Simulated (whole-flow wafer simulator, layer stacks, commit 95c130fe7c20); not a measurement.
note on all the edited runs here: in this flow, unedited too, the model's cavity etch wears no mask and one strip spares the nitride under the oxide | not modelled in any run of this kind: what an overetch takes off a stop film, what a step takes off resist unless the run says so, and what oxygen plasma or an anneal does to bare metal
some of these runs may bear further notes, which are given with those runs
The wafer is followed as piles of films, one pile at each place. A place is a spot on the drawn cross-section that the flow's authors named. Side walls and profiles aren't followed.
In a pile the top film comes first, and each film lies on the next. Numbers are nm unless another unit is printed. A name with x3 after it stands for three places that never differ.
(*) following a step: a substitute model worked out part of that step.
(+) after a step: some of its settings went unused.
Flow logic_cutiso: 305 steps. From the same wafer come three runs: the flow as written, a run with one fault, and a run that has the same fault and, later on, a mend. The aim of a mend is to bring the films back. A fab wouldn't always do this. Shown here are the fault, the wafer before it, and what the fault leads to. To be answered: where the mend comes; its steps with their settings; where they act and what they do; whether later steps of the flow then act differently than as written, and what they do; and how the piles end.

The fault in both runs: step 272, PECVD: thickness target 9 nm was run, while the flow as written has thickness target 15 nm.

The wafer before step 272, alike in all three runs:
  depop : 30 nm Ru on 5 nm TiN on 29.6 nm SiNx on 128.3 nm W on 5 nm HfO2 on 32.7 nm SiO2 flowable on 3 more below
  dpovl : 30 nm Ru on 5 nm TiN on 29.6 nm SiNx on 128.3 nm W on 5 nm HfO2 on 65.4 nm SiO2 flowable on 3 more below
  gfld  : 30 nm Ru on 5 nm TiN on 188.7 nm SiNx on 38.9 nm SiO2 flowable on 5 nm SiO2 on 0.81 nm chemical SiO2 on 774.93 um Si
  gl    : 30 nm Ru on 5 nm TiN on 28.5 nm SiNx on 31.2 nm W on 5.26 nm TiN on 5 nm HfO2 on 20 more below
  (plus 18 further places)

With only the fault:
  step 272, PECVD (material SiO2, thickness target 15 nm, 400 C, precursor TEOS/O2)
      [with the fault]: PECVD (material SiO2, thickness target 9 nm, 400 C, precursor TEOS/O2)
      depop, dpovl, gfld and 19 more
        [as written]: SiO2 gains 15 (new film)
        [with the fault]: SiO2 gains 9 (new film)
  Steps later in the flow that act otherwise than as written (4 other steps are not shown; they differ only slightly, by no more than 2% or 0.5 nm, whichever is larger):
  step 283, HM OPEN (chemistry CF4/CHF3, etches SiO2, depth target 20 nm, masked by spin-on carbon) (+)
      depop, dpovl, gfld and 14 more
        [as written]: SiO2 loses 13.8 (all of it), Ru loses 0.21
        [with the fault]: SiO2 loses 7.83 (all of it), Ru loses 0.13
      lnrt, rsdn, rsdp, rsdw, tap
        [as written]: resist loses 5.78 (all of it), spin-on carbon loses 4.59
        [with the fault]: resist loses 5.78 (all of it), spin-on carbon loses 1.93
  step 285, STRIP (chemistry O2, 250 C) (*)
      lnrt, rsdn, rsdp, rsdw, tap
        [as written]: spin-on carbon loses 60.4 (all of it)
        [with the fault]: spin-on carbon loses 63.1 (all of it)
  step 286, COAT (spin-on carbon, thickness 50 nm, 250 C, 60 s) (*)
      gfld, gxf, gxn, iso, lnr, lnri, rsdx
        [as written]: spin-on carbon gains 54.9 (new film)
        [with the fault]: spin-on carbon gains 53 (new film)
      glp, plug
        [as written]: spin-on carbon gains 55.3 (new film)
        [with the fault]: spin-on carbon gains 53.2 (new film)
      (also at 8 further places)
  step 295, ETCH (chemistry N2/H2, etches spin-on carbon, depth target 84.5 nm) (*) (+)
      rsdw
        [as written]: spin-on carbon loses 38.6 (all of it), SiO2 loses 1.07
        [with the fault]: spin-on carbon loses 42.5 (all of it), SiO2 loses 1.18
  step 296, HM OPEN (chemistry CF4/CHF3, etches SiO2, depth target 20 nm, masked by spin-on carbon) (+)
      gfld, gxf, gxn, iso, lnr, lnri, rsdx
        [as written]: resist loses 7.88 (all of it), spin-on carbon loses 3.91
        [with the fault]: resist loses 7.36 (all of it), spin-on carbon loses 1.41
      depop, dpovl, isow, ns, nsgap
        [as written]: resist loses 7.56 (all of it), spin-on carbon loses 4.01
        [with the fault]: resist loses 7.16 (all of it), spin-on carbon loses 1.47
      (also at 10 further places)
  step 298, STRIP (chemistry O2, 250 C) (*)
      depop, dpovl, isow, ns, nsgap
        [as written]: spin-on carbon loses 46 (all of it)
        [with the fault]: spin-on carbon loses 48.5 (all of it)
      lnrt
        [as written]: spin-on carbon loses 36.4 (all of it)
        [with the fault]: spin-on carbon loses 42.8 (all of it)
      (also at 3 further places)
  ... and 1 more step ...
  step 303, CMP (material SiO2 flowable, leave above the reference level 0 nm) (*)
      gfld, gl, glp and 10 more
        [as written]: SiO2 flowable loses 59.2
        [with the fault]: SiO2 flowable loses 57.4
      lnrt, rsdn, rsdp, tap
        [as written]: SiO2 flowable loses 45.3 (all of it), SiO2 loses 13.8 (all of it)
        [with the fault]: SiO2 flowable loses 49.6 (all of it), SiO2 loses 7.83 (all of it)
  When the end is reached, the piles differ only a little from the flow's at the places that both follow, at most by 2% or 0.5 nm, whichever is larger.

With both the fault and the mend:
  The mend stands after step 272.
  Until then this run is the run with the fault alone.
  step 272a, PECVD (material SiO2, thickness target 6 nm, 400 C, precursor TEOS/O2) (a further turn of the flow's step 272, with different settings)
      depop, dpovl, gfld and 19 more
        SiO2 gains 6
  Later steps of the flow that are run all act as written at every place that is followed.
  At every place that both follow, the piles at the end match the flow's.
